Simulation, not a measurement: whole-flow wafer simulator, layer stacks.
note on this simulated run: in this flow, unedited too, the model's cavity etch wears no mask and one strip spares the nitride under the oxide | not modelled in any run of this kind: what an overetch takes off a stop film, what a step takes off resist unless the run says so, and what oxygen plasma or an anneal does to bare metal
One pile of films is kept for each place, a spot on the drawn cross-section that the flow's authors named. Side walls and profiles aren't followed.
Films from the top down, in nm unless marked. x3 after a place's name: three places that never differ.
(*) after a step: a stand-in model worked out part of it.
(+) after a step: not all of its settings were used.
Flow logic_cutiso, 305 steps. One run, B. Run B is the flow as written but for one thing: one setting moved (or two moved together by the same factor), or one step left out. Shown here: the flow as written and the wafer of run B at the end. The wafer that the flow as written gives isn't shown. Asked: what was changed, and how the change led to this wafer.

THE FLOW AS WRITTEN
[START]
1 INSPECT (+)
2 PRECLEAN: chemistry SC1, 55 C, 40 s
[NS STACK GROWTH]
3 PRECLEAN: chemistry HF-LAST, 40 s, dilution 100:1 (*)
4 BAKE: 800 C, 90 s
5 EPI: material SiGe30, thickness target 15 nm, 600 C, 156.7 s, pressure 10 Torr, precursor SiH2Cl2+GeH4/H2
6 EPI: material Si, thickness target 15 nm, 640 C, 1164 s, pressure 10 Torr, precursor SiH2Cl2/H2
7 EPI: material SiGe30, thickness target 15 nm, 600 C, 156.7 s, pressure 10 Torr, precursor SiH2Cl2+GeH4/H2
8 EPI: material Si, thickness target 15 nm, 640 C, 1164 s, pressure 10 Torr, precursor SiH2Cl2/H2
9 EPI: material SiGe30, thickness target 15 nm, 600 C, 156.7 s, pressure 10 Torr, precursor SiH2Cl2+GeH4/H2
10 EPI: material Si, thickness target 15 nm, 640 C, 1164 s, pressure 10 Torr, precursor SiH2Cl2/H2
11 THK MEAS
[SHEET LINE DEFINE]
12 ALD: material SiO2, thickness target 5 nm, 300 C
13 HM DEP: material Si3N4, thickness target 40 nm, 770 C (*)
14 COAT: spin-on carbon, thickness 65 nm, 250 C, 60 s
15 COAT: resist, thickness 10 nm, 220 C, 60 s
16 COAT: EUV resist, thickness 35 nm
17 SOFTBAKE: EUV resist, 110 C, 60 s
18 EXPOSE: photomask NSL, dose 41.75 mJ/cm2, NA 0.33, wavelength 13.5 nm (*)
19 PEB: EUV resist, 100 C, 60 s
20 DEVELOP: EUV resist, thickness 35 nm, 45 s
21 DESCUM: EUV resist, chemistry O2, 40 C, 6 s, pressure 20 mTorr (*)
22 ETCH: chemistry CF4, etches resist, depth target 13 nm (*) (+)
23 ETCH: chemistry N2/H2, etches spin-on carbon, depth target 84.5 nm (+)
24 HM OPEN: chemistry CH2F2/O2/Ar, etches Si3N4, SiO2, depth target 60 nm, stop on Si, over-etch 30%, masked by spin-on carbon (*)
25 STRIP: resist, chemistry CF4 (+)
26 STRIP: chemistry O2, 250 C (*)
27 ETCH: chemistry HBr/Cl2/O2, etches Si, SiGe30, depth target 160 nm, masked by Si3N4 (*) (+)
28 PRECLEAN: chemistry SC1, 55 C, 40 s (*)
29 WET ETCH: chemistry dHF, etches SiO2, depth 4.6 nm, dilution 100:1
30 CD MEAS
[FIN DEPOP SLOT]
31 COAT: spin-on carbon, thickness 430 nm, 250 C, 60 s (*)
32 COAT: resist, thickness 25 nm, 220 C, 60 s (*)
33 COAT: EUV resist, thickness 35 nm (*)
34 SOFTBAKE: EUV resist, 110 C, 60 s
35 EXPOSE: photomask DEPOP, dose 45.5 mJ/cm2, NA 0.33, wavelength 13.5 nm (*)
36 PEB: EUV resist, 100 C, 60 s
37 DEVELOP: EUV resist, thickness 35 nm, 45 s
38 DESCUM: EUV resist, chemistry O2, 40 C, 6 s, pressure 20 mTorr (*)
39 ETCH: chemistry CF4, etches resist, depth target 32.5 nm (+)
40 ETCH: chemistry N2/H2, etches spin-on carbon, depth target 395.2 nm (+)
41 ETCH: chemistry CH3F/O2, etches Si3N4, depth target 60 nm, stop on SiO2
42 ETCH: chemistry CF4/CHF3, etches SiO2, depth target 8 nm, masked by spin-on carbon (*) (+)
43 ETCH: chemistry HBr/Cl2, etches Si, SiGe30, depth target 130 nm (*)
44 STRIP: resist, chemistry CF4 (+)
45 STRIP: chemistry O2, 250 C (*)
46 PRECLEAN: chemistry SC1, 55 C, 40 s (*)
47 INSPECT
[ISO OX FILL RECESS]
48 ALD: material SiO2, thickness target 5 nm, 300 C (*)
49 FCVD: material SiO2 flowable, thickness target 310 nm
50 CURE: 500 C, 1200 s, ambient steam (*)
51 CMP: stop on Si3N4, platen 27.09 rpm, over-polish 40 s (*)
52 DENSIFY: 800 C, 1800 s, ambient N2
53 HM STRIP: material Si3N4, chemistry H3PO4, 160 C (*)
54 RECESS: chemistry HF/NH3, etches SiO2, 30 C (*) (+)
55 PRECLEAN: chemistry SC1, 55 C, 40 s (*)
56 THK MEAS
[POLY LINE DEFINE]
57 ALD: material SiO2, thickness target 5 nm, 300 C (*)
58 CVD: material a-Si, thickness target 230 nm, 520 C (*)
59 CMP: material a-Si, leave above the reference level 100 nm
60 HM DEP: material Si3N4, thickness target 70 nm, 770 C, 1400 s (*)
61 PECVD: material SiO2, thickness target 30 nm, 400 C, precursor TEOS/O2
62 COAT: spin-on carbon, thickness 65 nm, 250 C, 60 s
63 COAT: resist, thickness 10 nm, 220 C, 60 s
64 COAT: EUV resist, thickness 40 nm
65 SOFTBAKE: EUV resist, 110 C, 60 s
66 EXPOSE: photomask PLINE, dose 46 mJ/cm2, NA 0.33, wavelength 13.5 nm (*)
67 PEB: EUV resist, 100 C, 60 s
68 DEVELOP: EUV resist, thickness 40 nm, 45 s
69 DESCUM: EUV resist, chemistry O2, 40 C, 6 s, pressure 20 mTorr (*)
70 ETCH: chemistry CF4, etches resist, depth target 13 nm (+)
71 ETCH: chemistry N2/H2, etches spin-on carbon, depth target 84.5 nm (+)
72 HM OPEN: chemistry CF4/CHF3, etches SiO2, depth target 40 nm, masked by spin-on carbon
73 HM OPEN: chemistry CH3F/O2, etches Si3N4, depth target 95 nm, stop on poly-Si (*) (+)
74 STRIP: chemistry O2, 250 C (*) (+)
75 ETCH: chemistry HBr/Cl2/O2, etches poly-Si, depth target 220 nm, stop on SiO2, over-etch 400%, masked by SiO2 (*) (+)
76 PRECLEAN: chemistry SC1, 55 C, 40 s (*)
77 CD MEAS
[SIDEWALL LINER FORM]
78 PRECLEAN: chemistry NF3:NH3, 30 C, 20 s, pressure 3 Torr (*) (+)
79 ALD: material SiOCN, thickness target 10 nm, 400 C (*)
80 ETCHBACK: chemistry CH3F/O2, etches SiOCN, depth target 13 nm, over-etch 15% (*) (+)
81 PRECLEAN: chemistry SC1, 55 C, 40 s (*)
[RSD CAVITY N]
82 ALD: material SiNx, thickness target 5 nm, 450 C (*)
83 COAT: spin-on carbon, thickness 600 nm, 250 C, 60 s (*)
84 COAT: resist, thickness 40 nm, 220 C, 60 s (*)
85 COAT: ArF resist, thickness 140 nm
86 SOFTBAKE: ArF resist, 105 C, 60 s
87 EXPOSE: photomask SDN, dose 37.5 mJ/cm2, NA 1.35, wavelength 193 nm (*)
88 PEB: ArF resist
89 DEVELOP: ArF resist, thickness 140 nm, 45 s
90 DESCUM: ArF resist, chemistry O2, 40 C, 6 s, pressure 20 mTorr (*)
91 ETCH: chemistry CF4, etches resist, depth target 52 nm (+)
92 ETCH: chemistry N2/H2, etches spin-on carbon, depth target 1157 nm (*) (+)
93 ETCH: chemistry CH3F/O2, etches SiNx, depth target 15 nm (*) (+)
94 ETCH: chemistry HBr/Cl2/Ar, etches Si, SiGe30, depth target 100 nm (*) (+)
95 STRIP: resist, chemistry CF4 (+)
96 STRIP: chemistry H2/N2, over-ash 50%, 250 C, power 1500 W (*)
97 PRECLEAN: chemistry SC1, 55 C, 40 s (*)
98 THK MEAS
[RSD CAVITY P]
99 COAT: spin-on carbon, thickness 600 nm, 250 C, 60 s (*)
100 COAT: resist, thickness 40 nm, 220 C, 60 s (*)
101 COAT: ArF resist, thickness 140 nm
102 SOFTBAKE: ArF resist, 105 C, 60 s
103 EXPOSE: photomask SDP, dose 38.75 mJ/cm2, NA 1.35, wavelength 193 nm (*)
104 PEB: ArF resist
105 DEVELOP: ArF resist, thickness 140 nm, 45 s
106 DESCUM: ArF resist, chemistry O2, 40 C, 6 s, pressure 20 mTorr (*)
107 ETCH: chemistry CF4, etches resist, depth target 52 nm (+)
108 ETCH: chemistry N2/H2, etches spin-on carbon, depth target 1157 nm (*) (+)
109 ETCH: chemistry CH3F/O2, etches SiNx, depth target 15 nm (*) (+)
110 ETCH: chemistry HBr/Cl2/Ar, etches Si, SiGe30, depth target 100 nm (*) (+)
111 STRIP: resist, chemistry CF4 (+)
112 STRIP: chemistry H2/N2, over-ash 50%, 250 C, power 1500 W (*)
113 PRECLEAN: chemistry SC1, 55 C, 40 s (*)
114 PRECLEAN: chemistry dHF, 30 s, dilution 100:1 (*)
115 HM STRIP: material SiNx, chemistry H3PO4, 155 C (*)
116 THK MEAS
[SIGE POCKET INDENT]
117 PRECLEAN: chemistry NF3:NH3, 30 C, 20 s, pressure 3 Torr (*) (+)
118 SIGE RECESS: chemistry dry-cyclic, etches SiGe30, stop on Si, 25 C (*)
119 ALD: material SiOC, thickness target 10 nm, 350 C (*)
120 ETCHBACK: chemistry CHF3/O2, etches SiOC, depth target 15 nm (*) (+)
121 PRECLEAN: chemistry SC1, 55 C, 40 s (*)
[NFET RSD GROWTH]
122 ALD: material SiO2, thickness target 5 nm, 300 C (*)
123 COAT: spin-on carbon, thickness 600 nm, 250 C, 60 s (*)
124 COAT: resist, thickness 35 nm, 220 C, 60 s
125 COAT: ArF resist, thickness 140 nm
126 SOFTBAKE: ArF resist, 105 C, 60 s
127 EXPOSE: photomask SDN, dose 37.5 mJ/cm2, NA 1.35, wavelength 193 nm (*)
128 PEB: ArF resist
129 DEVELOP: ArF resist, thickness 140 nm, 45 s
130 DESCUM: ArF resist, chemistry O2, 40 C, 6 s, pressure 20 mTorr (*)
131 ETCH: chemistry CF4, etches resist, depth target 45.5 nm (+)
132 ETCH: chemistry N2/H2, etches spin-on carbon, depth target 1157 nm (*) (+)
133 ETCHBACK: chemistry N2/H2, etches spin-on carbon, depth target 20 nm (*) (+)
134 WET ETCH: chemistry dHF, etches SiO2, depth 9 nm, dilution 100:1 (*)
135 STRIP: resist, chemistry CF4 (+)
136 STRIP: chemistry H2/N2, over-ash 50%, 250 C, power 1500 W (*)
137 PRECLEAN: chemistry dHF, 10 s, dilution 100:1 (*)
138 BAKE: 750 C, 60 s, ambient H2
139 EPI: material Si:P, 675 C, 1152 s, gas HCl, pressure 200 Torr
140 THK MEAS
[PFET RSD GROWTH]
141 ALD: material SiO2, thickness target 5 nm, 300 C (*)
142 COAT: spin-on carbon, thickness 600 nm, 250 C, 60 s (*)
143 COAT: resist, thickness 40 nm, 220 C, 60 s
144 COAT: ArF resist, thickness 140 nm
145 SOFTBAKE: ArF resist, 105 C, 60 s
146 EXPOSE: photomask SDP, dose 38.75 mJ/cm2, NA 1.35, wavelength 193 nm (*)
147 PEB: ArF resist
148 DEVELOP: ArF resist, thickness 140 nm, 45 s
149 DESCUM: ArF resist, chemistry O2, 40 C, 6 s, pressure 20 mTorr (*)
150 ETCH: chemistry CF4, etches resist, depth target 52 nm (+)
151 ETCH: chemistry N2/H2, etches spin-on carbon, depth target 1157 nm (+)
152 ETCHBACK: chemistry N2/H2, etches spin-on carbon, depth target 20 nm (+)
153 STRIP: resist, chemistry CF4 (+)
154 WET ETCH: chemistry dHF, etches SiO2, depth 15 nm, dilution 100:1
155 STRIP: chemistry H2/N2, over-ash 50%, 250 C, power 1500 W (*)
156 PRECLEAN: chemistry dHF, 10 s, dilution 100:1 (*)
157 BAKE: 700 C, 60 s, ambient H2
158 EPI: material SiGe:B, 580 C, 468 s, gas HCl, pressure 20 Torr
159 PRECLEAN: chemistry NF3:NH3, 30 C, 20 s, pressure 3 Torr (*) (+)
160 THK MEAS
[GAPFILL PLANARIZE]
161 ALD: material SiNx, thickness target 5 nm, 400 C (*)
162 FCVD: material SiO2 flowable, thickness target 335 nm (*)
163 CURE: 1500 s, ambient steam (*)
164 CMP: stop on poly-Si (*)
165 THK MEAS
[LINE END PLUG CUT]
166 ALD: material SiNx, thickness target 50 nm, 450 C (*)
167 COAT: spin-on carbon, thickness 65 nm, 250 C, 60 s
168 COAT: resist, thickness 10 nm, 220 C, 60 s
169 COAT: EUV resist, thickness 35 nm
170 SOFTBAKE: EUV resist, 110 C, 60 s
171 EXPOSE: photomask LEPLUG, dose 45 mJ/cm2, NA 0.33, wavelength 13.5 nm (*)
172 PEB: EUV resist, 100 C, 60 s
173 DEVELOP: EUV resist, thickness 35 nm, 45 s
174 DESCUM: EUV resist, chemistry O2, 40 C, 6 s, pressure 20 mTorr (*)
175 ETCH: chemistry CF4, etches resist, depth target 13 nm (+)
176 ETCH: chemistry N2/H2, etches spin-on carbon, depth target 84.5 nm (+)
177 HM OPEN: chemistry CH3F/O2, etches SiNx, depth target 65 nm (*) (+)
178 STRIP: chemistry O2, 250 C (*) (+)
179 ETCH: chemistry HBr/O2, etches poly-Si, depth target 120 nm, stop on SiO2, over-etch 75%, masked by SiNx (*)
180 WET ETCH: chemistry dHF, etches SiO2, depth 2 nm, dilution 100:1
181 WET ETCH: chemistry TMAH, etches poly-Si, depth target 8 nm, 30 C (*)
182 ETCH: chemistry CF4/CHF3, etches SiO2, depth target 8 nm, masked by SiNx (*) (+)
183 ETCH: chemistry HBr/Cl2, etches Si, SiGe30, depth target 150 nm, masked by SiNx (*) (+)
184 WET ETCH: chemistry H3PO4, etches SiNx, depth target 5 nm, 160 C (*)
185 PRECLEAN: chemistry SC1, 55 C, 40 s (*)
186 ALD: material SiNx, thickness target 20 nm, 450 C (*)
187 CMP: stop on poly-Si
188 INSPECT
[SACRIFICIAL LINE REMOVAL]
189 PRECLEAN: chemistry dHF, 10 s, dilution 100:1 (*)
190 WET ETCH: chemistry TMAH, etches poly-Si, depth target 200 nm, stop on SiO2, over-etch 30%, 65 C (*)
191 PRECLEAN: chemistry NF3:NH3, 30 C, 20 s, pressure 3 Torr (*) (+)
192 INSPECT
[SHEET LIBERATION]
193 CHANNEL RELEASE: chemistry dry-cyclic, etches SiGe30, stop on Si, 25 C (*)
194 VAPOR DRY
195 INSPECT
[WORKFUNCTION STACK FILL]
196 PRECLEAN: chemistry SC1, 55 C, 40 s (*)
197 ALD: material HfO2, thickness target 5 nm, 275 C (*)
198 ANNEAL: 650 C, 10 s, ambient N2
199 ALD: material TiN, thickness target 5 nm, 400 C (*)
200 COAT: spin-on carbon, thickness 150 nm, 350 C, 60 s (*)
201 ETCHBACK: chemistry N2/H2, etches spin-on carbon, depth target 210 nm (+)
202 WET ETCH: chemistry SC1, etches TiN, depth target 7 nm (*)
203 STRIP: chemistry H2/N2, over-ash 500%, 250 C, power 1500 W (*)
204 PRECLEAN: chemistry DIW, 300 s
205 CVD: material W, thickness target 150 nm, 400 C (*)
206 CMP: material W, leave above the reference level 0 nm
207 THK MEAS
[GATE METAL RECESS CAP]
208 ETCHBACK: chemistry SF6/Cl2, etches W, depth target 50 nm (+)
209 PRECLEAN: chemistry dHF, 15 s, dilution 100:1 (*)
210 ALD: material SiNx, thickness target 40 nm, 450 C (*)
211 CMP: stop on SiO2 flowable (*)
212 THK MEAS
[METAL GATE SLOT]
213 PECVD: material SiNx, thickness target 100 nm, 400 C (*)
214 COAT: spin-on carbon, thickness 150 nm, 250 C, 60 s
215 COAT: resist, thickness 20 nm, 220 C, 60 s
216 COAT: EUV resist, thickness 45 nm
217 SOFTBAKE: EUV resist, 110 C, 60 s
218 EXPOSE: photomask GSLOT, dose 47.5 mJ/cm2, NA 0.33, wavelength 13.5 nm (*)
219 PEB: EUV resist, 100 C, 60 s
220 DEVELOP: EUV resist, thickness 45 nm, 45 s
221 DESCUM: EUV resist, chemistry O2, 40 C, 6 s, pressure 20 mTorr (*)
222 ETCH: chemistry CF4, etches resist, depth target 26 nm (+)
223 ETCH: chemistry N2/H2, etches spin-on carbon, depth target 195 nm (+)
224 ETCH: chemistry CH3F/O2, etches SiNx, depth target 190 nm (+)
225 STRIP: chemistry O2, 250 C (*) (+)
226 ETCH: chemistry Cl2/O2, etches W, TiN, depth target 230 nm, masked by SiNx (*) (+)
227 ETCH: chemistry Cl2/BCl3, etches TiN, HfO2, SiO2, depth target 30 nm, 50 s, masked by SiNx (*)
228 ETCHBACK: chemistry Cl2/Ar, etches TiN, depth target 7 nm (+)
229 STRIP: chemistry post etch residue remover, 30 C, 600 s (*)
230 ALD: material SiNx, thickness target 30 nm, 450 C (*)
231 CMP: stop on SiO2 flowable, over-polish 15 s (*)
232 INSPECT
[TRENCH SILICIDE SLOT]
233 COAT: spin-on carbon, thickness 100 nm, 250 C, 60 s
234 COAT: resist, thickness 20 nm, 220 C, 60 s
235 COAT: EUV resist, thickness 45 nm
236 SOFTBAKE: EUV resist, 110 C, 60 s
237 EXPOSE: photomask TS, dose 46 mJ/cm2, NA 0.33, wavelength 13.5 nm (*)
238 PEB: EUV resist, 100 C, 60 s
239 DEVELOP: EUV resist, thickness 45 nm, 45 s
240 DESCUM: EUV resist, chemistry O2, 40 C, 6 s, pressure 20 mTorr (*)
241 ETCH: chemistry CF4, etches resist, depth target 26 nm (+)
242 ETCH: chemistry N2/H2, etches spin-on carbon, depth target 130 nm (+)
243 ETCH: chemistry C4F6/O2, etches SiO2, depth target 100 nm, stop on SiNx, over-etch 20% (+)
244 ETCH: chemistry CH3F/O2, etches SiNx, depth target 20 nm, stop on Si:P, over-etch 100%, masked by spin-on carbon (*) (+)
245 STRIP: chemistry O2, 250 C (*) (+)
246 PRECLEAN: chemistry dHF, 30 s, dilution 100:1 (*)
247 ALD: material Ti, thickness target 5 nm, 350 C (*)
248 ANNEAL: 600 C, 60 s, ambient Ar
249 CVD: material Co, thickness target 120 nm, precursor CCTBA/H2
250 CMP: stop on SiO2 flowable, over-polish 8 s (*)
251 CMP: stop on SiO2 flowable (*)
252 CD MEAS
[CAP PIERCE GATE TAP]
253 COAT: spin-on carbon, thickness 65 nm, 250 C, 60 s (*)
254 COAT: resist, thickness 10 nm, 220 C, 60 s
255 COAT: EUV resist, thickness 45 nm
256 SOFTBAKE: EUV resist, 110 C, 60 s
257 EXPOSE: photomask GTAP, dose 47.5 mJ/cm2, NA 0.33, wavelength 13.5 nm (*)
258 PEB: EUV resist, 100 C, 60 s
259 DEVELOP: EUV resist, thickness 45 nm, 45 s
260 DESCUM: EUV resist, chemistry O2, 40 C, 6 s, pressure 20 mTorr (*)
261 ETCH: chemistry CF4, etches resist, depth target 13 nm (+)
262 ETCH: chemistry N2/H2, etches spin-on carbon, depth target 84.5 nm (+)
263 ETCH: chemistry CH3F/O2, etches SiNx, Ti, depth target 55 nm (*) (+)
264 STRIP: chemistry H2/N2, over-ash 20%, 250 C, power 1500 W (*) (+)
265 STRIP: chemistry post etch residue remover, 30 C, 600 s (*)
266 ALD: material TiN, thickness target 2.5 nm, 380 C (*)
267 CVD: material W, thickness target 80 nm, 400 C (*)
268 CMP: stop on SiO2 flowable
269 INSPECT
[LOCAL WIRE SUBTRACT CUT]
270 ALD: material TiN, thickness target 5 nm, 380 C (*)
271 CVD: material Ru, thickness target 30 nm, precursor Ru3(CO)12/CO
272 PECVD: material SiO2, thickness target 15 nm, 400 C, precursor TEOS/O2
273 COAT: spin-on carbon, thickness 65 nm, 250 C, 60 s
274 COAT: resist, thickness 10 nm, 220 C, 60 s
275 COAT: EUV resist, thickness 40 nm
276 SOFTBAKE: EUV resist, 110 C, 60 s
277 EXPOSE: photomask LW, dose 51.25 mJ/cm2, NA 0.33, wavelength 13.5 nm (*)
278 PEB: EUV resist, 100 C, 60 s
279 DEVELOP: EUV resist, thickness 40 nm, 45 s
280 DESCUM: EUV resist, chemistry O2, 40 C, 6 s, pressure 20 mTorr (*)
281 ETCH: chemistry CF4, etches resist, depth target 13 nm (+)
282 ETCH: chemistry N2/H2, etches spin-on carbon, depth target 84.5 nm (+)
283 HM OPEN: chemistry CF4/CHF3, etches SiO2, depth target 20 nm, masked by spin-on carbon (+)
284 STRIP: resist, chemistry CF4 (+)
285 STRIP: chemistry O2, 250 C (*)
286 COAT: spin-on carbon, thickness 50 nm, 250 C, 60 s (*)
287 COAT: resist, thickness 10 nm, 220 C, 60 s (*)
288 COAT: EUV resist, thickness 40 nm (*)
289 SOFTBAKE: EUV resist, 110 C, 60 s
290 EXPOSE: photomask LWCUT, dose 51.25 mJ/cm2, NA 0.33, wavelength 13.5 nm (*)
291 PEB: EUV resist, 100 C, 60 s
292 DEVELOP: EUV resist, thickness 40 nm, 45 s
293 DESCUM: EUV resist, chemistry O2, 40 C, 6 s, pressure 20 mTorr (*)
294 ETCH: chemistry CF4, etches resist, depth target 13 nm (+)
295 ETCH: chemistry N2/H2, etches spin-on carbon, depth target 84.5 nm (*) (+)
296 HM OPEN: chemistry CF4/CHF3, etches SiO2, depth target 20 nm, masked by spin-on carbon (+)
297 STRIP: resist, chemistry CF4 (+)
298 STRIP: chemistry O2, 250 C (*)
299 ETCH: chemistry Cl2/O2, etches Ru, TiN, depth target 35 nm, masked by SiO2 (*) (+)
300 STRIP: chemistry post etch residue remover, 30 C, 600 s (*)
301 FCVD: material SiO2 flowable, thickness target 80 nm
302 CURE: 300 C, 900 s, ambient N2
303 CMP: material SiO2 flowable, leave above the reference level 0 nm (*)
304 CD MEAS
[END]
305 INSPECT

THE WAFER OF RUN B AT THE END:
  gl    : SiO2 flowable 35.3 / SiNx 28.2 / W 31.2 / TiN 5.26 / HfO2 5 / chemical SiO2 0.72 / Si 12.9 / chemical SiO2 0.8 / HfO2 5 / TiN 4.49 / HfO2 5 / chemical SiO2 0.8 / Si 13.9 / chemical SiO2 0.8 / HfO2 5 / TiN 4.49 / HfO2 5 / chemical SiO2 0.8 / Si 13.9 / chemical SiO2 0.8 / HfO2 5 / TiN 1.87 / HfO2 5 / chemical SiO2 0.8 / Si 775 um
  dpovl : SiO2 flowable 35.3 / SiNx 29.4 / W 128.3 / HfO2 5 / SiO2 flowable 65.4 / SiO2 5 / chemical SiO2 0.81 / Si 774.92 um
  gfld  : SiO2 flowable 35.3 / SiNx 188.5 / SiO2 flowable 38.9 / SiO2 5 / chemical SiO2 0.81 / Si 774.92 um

The cause: step 5, EPI: 129.3 s was run, where the flow has 156.7 s.

How the change led to this, step by step:
  5 EPI: material SiGe30, thickness target 15 nm, 600 C, 156.7 s, pressure 10 Torr, precursor SiH2Cl2+GeH4/H2
      depop, dpovl, gfld and 19 more: SiGe30 +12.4 (new film) (as written it would be: SiGe30 +15 (new film))
  27 ETCH: chemistry HBr/Cl2/O2, etches Si, SiGe30, depth target 160 nm, masked by Si3N4 (*) (+)
      gfld, gxf, iso, lnri: chemical SiO2 -0.79 (all of it), Si -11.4 (all of it), SiGe30 -15 (all of it), Si -15 (all of it), SiGe30 -15 (all of it), Si -15 (all of it), SiGe30 -12.4 (all of it), Si -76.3 (as written it would be: chemical SiO2 -0.79 (all of it), Si -11.4 (all of it), SiGe30 -15 (all of it), Si -15 (all of it), SiGe30 -15 (all of it), Si -15 (all of it), SiGe30 -15 (all of it), Si -73.6)
      dpovl, nsgap: chemical SiO2 -0.79 (all of it), Si -11.8 (all of it), SiGe30 -15 (all of it), Si -15 (all of it), SiGe30 -15 (all of it), Si -15 (all of it), SiGe30 -12.4 (all of it), Si -75.9 (as written it would be: chemical SiO2 -0.79 (all of it), Si -11.8 (all of it), SiGe30 -15 (all of it), Si -15 (all of it), SiGe30 -15 (all of it), Si -15 (all of it), SiGe30 -15 (all of it), Si -73.2)
      (and at 1 more place)
  43 ETCH: chemistry HBr/Cl2, etches Si, SiGe30, depth target 130 nm (*)
      depop: Si -14 (all of it), SiGe30 -15 (all of it), Si -15 (all of it), SiGe30 -15 (all of it), Si -15 (all of it), SiGe30 -12.4 (all of it), Si -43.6 (as written it would be: Si -14 (all of it), SiGe30 -15 (all of it), Si -15 (all of it), SiGe30 -15 (all of it), Si -15 (all of it), SiGe30 -15 (all of it), Si -41)
  94 ETCH: chemistry HBr/Cl2/Ar, etches Si, SiGe30, depth target 100 nm (*) (+)
      rsdn, rsdx: chemical SiO2 -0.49 (all of it), Si -12.8 (all of it), SiGe30 -15 (all of it), Si -15 (all of it), SiGe30 -15 (all of it), Si -15 (all of it), SiGe30 -12.4 (all of it), Si -14.8 (as written it would be: chemical SiO2 -0.49 (all of it), Si -12.8 (all of it), SiGe30 -15 (all of it), Si -15 (all of it), SiGe30 -15 (all of it), Si -15 (all of it), SiGe30 -15 (all of it), Si -12.2)
  110 ETCH: chemistry HBr/Cl2/Ar, etches Si, SiGe30, depth target 100 nm (*) (+)
      rsdp, rsdw: chemical SiO2 -0.49 (all of it), Si -12.8 (all of it), SiGe30 -15 (all of it), Si -15 (all of it), SiGe30 -15 (all of it), Si -15 (all of it), SiGe30 -12.4 (all of it), Si -14.8 (as written it would be: chemical SiO2 -0.49 (all of it), Si -12.8 (all of it), SiGe30 -15 (all of it), Si -15 (all of it), SiGe30 -15 (all of it), Si -15 (all of it), SiGe30 -15 (all of it), Si -12.2)
  118 SIGE RECESS: chemistry dry-cyclic, etches SiGe30, stop on Si, 25 C (*)
      lnr, lnrp, lnrt: SiOCN -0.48, Si -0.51, cavity +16 (new film), SiGe30 -15 (all of it), Si -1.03, cavity +16 (new film), SiGe30 -15 (all of it), Si -1.03, cavity +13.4 (new film), SiGe30 -12.4 (all of it), Si -0.51 (as written it would be: SiOCN -0.48, Si -0.51, cavity +16 (new film), SiGe30 -15 (all of it), Si -1.03, cavity +16 (new film), SiGe30 -15 (all of it), Si -1.03, cavity +16 (new film), SiGe30 -15 (all of it), Si -0.51)
  119 ALD: material SiOC, thickness target 10 nm, 350 C (*)
      lnr, lnrp, lnrt: SiOC +10 (new film), SiOC +16 (new film), cavity -16 (all of it), SiOC +16 (new film), cavity -16 (all of it), SiOC +13.4 (new film), cavity -13.4 (all of it) (as written it would be: SiOC +10 (new film), SiOC +16 (new film), cavity -16 (all of it), SiOC +16 (new film), cavity -16 (all of it), SiOC +16 (new film), cavity -16 (all of it))
  183 ETCH: chemistry HBr/Cl2, etches Si, SiGe30, depth target 150 nm, masked by SiNx (*) (+)
      plug: Si -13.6 (all of it), SiGe30 -15 (all of it), Si -15 (all of it), SiGe30 -15 (all of it), Si -15 (all of it), SiGe30 -12.4 (all of it), Si -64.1 (as written it would be: Si -13.6 (all of it), SiGe30 -15 (all of it), Si -15 (all of it), SiGe30 -15 (all of it), Si -15 (all of it), SiGe30 -15 (all of it), Si -61.4)
  193 CHANNEL RELEASE: chemistry dry-cyclic, etches SiGe30, stop on Si, 25 C (*)
      gl, glp, gxn, gxp, ns, tap: chemical SiO2 +0.8 (new film), Si -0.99, chemical SiO2 +0.8 (new film), cavity +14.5 (new film), chemical SiO2 +0.8 (new film), SiGe30 -15 (all of it), Si -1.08, chemical SiO2 +0.8 (new film), cavity +14.5 (new film), chemical SiO2 +0.8 (new film), SiGe30 -15 (all of it), Si -1.08, chemical SiO2 +0.8 (new film), cavity +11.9 (new film), chemical SiO2 +0.8 (new film), SiGe30 -12.4 (all of it), Si -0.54 (as written it would be: chemical SiO2 +0.8 (new film), Si -0.99, chemical SiO2 +0.8 (new film), cavity +14.5 (new film), chemical SiO2 +0.8 (new film), SiGe30 -15 (all of it), Si -1.08, chemical SiO2 +0.8 (new film), cavity +14.5 (new film), chemical SiO2 +0.8 (new film), SiGe30 -15 (all of it), Si -1.08, chemical SiO2 +0.8 (new film), cavity +14.5 (new film), chemical SiO2 +0.8 (new film), SiGe30 -15 (all of it), Si -0.54)
  199 ALD: material TiN, thickness target 5 nm, 400 C (*)
      gl, glp, tap: TiN +5.26 (new film), TiN +4.49 (new film), cavity -4.49 (all of it), TiN +4.49 (new film), cavity -4.49 (all of it), TiN +1.87 (new film), cavity -1.87 (all of it) (as written it would be: TiN +5.26 (new film), TiN +4.49 (new film), cavity -4.49 (all of it), TiN +4.49 (new film), cavity -4.49 (all of it), TiN +4.49 (new film), cavity -4.49 (all of it))
      gxn, gxp, ns: TiN +5 (new film), TiN +4.49 (new film), cavity -4.49 (all of it), TiN +4.49 (new film), cavity -4.49 (all of it), TiN +1.87 (new film), cavity -1.87 (all of it) (as written it would be: TiN +5 (new film), TiN +4.49 (new film), cavity -4.49 (all of it), TiN +4.49 (new film), cavity -4.49 (all of it), TiN +4.49 (new film), cavity -4.49 (all of it))
